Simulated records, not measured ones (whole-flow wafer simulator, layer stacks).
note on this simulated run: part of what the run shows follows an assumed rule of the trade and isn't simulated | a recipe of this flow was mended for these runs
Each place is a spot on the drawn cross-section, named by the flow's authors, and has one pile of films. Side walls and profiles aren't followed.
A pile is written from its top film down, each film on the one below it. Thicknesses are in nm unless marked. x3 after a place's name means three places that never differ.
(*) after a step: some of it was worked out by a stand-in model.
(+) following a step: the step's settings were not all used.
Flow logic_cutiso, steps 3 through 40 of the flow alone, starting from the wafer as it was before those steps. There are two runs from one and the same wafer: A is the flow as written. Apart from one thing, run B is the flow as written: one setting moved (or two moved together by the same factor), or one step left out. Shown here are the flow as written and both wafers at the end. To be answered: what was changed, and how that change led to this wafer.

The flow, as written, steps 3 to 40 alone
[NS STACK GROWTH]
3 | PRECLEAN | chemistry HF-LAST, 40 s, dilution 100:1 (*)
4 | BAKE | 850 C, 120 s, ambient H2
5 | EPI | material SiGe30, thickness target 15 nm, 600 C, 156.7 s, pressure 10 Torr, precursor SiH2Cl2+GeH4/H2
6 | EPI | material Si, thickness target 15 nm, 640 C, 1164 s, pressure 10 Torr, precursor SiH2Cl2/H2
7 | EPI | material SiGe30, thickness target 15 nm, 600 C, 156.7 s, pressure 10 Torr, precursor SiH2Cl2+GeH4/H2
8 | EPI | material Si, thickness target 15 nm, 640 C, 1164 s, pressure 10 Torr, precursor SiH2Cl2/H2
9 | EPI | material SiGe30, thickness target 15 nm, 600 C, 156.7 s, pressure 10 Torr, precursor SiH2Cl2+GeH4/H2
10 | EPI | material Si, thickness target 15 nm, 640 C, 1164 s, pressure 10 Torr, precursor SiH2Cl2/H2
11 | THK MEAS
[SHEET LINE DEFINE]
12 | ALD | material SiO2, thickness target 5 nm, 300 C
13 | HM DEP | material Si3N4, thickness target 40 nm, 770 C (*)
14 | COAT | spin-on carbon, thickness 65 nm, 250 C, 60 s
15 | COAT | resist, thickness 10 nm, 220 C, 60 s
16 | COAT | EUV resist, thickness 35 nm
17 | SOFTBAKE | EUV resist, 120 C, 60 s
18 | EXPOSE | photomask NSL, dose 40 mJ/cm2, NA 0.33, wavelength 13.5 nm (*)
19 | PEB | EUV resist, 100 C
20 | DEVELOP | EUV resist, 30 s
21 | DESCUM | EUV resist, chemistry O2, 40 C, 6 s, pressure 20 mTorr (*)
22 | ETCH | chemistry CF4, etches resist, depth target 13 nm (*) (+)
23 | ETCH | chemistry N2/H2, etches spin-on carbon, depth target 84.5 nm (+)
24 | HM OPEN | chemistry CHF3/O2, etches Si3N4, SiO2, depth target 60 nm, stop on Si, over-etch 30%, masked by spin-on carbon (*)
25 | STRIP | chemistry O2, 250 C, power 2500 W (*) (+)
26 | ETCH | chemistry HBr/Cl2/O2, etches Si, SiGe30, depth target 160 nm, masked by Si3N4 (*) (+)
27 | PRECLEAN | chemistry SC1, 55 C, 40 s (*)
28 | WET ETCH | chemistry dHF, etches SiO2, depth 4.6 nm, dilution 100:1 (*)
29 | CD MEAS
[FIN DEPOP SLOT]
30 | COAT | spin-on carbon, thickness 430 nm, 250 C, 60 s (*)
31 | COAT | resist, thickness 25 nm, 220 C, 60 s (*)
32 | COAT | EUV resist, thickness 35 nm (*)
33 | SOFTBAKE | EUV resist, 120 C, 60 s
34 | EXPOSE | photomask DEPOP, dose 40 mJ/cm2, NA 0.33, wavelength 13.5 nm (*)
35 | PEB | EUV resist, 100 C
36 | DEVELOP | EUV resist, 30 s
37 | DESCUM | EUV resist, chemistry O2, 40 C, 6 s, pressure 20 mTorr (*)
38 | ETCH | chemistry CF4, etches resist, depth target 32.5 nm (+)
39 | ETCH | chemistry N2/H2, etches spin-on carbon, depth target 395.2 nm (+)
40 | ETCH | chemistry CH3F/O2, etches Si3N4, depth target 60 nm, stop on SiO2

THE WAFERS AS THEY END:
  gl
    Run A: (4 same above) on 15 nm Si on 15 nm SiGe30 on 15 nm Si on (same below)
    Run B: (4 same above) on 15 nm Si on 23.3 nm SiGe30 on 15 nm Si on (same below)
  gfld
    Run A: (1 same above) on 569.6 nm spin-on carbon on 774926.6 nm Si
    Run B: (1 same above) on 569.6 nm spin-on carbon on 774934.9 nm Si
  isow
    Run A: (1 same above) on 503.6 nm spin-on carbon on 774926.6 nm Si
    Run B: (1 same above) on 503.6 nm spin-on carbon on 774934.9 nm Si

The reason: step 9, EPI: thickness target 23.2 nm was run, while the flow as written has thickness target 15 nm; step 9, EPI: 242.9 s was run, where the flow has 156.7 s.

The path from the change to this, step by step:
  9 | EPI | material SiGe30, thickness target 15 nm, 600 C, 156.7 s, pressure 10 Torr, precursor SiH2Cl2+GeH4/H2
      depop, dpovl, gfld and 19 more: A SiGe30 gains 15 (new film) | B SiGe30 gains 23.3 (new film)
  26 | ETCH | chemistry HBr/Cl2/O2, etches Si, SiGe30, depth target 160 nm, masked by Si3N4 (*) (+)
      dpovl, gfld, gxf, iso, isow, lnri, nsgap: A chemical SiO2 loses 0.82 (all of it), Si loses 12 (all of it), SiGe30 loses 15 (all of it), Si loses 15 (all of it), SiGe30 loses 15 (all of it), Si loses 15 (all of it), SiGe30 loses 15 (all of it), Si loses 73 | B chemical SiO2 loses 0.82 (all of it), Si loses 12 (all of it), SiGe30 loses 23.3 (all of it), Si loses 15 (all of it), SiGe30 loses 15 (all of it), Si loses 15 (all of it), SiGe30 loses 15 (all of it), Si loses 64.8
